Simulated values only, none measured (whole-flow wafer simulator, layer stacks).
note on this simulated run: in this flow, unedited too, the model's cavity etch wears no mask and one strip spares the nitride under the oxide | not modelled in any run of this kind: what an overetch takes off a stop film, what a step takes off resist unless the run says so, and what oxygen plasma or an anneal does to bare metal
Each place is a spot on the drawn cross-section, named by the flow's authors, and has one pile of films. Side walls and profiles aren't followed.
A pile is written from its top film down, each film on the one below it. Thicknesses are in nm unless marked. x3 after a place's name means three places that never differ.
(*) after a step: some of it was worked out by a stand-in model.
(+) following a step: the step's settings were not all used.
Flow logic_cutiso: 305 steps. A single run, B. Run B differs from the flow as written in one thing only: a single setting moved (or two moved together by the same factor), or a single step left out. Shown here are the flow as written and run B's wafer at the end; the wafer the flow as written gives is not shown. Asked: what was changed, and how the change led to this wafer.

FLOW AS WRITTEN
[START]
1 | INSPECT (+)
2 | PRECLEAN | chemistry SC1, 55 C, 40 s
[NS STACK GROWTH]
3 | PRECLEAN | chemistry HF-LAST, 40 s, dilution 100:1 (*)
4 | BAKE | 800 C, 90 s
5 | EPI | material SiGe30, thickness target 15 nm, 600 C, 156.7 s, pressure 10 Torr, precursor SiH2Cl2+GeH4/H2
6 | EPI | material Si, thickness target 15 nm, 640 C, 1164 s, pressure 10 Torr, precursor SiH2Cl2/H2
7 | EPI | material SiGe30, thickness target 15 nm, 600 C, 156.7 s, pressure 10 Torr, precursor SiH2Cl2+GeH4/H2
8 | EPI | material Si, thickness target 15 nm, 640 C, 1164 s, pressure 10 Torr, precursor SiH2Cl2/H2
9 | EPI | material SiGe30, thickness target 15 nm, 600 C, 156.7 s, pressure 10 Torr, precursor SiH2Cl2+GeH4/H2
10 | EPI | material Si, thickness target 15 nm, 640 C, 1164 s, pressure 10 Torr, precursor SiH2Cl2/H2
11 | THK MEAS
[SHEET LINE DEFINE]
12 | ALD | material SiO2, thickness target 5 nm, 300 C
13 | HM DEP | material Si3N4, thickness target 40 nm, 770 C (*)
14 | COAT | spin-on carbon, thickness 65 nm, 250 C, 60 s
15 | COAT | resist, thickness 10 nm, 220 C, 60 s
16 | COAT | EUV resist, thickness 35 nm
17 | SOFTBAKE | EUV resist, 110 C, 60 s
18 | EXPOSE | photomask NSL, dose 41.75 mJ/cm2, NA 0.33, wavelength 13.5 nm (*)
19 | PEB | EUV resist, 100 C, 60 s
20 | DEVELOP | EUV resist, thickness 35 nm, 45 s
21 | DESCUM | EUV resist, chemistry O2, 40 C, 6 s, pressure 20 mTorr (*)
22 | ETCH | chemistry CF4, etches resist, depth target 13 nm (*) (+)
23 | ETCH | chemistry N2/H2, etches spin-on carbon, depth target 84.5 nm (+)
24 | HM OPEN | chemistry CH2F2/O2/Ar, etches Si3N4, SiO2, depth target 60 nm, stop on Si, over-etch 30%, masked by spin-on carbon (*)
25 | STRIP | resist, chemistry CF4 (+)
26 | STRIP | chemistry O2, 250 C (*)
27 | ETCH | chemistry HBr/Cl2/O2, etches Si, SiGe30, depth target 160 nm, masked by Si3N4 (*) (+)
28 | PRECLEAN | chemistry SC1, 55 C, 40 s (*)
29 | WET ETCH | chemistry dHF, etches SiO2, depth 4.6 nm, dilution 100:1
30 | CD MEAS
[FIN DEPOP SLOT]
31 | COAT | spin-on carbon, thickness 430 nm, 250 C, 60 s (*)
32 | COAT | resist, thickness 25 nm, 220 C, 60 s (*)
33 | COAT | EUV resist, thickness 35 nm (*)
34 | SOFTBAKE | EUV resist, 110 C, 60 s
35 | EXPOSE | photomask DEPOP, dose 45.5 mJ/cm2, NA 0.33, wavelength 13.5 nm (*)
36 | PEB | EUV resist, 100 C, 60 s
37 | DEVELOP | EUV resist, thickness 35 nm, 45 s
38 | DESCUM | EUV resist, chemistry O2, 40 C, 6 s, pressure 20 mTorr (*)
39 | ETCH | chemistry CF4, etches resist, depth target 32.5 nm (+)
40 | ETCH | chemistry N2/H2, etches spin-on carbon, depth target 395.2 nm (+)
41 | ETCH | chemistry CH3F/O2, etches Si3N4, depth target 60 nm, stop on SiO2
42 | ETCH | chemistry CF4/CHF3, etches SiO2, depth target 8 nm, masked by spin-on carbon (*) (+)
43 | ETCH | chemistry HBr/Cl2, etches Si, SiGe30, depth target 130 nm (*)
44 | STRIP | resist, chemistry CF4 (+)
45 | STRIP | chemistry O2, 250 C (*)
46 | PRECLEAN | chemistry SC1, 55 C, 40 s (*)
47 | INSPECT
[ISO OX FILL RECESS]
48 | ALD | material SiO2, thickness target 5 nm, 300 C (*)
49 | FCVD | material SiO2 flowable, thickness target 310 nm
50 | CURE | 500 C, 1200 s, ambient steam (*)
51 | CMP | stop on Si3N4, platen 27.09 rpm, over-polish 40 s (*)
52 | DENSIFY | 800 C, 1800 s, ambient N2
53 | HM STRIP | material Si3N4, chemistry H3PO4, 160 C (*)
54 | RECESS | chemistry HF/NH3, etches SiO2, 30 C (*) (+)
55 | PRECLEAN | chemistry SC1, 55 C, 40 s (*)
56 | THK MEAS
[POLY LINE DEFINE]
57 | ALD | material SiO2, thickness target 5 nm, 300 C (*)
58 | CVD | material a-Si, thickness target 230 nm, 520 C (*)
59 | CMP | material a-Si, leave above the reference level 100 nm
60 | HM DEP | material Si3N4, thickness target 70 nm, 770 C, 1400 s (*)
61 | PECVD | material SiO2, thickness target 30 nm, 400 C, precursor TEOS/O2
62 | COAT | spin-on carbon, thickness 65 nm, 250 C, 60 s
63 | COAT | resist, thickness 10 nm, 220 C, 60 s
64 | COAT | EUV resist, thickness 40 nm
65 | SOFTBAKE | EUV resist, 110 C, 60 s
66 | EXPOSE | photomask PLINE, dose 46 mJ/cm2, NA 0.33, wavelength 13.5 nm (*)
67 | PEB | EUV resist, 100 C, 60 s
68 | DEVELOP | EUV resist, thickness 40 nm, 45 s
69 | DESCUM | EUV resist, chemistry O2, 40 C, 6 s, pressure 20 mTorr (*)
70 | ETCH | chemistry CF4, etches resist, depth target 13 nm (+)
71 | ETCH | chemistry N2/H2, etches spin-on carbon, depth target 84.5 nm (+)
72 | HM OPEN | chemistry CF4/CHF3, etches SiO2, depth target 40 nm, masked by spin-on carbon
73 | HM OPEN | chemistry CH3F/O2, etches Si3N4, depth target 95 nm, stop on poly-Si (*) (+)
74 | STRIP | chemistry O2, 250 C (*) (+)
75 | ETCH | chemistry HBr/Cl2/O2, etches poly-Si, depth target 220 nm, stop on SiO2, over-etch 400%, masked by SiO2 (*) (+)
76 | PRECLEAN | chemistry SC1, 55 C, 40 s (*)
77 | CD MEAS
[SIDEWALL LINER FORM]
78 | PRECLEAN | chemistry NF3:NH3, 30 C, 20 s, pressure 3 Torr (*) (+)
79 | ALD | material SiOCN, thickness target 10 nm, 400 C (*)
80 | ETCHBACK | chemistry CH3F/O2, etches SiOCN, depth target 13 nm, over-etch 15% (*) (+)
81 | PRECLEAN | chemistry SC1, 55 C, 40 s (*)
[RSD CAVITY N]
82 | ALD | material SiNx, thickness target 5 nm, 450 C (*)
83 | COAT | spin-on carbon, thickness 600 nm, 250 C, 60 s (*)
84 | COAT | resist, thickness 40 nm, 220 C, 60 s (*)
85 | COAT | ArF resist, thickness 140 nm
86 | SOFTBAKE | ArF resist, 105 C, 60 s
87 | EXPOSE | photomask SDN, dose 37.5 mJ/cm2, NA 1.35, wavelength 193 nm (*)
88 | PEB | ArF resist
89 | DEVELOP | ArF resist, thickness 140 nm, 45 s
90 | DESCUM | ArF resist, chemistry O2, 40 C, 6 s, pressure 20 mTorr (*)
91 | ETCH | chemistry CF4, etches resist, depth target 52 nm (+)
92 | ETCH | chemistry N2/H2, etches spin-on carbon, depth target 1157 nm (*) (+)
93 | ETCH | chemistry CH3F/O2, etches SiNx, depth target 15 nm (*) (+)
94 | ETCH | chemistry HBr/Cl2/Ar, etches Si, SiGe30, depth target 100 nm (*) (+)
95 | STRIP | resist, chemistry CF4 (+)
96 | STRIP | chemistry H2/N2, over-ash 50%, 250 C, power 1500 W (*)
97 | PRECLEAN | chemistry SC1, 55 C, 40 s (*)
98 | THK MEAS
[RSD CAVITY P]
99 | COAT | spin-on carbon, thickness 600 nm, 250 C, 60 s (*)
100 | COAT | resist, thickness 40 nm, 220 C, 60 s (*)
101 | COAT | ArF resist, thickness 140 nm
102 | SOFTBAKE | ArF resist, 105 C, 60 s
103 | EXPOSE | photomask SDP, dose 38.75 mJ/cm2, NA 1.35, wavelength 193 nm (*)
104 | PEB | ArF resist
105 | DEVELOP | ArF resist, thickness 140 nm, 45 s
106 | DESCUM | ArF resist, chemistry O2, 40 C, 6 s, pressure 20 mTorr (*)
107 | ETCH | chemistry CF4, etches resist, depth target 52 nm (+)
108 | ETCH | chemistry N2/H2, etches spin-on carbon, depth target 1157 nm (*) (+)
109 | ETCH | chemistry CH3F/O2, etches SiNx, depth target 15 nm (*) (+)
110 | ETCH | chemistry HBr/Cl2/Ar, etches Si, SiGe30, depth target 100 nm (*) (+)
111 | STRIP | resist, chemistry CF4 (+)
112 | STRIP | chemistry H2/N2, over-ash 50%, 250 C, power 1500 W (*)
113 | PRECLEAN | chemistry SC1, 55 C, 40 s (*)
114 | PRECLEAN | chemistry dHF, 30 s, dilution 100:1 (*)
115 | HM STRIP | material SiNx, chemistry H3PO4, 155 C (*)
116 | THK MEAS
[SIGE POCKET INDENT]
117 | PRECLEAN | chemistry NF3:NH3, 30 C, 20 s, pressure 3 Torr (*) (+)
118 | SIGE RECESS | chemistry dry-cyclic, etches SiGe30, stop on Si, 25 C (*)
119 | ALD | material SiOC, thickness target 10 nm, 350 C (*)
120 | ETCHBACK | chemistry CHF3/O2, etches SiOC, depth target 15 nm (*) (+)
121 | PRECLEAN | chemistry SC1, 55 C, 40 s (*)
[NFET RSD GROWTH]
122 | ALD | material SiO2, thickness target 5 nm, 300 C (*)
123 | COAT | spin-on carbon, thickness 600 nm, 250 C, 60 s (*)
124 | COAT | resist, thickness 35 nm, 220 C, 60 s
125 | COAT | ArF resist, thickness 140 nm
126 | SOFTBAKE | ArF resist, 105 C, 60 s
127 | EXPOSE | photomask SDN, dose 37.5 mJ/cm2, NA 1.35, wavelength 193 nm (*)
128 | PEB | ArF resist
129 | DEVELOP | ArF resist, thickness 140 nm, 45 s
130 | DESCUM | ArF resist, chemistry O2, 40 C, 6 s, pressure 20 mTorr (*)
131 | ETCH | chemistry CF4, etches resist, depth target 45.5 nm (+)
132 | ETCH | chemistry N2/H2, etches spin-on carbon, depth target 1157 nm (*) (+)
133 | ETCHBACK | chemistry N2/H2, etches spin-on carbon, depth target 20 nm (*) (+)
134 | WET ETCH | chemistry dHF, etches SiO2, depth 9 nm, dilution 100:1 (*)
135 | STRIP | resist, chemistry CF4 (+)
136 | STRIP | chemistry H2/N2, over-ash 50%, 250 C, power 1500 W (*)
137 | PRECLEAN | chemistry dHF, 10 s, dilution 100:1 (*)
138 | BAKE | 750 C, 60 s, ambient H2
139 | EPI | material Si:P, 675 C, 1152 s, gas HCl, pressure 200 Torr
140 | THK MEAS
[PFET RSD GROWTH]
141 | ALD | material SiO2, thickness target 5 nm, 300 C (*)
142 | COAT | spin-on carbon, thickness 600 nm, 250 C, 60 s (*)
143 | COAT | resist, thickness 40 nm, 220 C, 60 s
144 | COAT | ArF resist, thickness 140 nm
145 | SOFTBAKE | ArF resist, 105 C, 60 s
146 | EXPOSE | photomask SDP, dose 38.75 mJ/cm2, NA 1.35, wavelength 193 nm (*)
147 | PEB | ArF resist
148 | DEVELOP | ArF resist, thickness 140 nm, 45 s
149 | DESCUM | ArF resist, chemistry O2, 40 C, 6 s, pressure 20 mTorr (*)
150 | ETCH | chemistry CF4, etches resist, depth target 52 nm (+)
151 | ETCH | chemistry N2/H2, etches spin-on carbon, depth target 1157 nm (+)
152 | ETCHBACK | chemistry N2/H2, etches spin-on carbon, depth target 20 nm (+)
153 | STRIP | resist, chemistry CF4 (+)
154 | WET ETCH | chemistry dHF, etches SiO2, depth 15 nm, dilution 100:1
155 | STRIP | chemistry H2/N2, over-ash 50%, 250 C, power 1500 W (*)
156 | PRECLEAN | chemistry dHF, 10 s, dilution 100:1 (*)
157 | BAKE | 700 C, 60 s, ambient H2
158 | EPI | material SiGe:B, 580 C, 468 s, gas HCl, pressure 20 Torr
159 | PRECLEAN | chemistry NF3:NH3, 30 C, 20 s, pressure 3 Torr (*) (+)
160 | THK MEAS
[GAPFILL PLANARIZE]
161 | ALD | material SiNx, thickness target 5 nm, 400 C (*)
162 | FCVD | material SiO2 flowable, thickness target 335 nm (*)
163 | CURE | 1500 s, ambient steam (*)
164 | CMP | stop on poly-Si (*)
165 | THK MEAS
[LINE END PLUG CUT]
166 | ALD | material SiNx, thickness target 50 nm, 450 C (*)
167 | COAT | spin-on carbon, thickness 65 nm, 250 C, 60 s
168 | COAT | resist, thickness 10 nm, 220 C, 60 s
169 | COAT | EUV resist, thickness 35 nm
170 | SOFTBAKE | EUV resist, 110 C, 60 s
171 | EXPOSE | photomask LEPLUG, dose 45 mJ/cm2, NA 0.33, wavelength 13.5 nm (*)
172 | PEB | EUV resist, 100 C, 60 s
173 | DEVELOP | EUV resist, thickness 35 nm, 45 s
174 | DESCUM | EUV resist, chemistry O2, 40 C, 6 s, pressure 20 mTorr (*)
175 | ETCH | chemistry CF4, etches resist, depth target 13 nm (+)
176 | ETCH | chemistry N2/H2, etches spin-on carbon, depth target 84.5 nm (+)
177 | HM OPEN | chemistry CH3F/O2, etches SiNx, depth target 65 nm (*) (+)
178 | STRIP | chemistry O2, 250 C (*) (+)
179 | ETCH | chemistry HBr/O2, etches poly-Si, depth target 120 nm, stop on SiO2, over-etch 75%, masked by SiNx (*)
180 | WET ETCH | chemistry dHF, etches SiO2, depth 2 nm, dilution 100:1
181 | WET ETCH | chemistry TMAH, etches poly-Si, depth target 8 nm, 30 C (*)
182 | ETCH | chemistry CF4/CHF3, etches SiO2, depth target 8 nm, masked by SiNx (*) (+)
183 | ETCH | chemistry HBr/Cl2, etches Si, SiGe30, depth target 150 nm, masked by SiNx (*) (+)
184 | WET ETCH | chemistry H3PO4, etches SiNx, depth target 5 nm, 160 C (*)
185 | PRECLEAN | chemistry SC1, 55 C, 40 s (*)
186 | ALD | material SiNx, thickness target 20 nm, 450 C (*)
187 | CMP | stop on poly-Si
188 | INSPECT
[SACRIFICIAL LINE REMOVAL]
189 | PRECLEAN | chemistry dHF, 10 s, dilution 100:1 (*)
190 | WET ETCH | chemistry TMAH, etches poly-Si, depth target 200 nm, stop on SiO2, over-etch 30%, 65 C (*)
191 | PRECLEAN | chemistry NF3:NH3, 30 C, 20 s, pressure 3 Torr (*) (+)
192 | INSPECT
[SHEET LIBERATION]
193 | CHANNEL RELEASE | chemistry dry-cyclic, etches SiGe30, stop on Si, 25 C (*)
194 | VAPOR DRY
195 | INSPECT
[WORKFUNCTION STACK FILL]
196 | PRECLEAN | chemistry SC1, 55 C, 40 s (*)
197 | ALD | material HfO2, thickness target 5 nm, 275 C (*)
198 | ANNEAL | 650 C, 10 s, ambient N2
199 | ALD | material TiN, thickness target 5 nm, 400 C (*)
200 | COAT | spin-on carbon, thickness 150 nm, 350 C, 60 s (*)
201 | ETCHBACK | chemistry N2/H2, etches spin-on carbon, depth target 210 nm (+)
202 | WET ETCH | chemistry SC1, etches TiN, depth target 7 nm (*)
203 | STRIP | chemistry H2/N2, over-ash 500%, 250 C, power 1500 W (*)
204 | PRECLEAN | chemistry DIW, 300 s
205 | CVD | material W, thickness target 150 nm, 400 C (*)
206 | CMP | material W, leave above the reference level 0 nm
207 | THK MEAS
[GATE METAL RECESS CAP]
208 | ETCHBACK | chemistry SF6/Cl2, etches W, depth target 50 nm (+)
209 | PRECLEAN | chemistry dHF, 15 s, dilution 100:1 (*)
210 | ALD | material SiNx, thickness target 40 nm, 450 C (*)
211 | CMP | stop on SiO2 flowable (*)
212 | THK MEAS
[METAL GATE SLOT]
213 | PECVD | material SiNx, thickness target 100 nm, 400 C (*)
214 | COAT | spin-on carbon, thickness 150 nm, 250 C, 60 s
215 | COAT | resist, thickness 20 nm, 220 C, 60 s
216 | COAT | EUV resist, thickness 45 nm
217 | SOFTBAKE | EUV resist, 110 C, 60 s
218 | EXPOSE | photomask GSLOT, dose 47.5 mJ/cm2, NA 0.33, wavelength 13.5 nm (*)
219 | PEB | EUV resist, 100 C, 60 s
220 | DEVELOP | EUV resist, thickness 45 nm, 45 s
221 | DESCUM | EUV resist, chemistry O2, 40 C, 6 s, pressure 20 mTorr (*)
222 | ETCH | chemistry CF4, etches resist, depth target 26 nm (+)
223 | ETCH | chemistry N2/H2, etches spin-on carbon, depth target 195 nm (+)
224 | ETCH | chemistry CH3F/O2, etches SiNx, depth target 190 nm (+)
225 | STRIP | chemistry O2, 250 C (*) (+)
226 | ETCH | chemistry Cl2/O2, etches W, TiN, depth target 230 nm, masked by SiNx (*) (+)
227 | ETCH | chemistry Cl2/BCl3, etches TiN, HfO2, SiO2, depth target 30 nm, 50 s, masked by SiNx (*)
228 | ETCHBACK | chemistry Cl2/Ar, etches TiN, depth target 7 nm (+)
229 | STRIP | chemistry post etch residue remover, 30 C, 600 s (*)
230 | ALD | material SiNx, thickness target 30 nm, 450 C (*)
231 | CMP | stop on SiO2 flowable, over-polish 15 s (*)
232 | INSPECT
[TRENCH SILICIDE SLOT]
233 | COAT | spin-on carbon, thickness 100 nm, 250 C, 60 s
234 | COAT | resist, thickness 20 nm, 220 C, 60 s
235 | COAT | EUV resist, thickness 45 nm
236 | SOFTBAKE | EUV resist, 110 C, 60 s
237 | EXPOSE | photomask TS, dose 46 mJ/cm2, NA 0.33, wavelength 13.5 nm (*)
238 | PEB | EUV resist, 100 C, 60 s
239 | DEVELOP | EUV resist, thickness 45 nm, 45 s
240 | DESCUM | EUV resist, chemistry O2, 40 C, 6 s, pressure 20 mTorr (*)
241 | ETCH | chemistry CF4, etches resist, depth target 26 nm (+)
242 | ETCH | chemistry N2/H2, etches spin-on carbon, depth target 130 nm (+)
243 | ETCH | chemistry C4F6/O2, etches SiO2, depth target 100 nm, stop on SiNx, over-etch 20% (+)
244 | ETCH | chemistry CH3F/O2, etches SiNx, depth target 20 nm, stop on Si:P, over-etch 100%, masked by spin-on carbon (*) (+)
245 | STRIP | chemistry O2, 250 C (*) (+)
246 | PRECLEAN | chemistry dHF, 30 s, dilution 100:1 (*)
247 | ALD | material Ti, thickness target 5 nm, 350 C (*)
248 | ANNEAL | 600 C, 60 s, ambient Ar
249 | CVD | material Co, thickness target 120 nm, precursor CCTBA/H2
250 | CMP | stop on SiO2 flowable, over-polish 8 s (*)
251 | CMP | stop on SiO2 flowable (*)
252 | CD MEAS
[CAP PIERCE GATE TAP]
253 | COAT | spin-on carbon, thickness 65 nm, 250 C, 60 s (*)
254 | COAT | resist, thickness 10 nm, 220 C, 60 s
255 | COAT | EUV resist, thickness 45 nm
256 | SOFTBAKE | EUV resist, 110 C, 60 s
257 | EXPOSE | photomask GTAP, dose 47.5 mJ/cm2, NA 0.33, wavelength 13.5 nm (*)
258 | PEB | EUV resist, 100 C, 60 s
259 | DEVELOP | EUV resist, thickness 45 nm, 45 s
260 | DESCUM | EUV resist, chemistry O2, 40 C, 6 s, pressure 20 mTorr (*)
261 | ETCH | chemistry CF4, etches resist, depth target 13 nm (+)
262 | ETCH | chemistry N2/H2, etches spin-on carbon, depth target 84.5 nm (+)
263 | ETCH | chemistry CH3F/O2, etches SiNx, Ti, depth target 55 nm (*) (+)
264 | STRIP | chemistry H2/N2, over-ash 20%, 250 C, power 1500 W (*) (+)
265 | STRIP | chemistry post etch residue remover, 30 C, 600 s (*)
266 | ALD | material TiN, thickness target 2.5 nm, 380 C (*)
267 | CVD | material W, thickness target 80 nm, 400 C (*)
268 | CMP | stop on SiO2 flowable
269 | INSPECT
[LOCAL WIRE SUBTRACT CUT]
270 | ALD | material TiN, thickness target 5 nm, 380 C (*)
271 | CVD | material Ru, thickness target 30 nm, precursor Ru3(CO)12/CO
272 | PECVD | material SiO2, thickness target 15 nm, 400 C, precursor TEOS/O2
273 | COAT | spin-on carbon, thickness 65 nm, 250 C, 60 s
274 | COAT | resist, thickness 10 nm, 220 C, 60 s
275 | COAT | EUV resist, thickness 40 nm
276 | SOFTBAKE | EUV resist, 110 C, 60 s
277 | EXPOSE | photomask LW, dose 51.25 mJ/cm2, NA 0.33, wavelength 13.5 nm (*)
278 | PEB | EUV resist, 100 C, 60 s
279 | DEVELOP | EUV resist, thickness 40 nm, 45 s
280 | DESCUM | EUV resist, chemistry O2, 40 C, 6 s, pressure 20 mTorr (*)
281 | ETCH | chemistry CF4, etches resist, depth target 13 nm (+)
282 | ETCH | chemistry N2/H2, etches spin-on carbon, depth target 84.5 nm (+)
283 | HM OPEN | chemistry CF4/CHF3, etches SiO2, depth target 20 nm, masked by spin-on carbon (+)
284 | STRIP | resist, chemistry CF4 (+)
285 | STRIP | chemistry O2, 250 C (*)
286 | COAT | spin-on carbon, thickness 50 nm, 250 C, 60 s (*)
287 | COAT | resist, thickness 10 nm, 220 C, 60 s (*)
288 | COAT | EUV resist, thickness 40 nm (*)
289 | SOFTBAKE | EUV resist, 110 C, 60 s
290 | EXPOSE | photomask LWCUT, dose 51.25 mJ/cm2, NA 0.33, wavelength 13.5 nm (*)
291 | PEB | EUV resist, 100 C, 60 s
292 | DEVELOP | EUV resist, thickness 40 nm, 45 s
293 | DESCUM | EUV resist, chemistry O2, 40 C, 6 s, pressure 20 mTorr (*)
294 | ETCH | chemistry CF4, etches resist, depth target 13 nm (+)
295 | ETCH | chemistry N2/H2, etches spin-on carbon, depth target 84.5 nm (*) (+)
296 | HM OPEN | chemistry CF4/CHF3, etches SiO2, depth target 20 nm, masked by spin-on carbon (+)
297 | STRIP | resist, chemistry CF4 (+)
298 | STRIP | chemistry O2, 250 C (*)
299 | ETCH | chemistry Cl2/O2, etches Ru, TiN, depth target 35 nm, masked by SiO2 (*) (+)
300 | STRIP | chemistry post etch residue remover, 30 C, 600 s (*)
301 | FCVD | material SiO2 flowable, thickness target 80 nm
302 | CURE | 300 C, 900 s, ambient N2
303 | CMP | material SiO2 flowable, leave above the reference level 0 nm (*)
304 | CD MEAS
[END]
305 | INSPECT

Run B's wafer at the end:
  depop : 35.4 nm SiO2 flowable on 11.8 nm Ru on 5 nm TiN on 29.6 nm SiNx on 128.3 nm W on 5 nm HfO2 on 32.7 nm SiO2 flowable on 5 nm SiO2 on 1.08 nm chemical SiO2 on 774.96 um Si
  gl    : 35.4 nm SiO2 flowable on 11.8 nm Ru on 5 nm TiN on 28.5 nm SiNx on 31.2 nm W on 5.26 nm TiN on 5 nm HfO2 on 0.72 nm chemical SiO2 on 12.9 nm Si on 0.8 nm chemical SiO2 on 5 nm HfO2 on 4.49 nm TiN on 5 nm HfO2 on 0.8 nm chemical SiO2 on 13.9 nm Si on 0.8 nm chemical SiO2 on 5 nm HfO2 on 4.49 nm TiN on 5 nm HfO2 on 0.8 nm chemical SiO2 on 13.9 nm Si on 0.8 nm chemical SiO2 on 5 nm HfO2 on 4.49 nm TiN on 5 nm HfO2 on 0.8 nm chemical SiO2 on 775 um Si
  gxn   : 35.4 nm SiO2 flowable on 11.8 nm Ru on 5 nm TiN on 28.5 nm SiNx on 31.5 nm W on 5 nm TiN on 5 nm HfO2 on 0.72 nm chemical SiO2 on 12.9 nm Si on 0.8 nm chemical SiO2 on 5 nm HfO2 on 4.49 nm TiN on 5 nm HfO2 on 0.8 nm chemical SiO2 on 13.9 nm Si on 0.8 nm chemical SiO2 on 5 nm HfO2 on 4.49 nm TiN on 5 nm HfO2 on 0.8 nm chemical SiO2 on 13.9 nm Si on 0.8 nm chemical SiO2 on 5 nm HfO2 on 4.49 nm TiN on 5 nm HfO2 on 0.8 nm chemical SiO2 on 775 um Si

The reason: step 271, CVD: thickness target 47.2 nm was run, though the flow has thickness target 30 nm.

How this came from the change, step by step:
  271 | CVD | material Ru, thickness target 30 nm, precursor Ru3(CO)12/CO
      depop, dpovl, gfld and 19 more: +47.2 Ru (new film) (in the flow as written it would be: +30 Ru (new film))
  299 | ETCH | chemistry Cl2/O2, etches Ru, TiN, depth target 35 nm, masked by SiO2 (*) (+)
      depop, dpovl, gfld and 15 more: -35 Ru (in the flow as written it would be: -29.6 Ru (all of it), -5 TiN (all of it))
  301 | FCVD | material SiO2 flowable, thickness target 80 nm
      iso, rsdx: +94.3 SiO2 flowable (new film) (in the flow as written it would be: +94.2 SiO2 flowable)
Taking metal films that touch as one body, depop has 2 bodies (between them, from the top down: SiNx 29.6); the flow as written gives 1 body.
Taking metal films that touch as one body, gl has 5 bodies (between them, from the top down: SiNx 28.5; HfO2 5 / chemical SiO2 0.72 / Si 12.9 / chemical SiO2 0.8 / HfO2 5; HfO2 5 / chemical SiO2 0.8 / Si 13.9 / chemical SiO2 0.8 / HfO2 5; HfO2 5 / chemical SiO2 0.8 / Si 13.9 / chemical SiO2 0.8 / HfO2 5); the flow as written gives 4 bodies (between them, from the top down: HfO2 5 / chemical SiO2 0.72 / Si 12.9 / chemical SiO2 0.8 / HfO2 5; HfO2 5 / chemical SiO2 0.8 / Si 13.9 / chemical SiO2 0.8 / HfO2 5; HfO2 5 / chemical SiO2 0.8 / Si 13.9 / chemical SiO2 0.8 / HfO2 5).
Taking metal films that touch as one body, gxn has 5 bodies (between them, from the top down: SiNx 28.5; HfO2 5 / chemical SiO2 0.72 / Si 12.9 / chemical SiO2 0.8 / HfO2 5; HfO2 5 / chemical SiO2 0.8 / Si 13.9 / chemical SiO2 0.8 / HfO2 5; HfO2 5 / chemical SiO2 0.8 / Si 13.9 / chemical SiO2 0.8 / HfO2 5); the flow as written gives 4 bodies (between them, from the top down: HfO2 5 / chemical SiO2 0.72 / Si 12.9 / chemical SiO2 0.8 / HfO2 5; HfO2 5 / chemical SiO2 0.8 / Si 13.9 / chemical SiO2 0.8 / HfO2 5; HfO2 5 / chemical SiO2 0.8 / Si 13.9 / chemical SiO2 0.8 / HfO2 5).
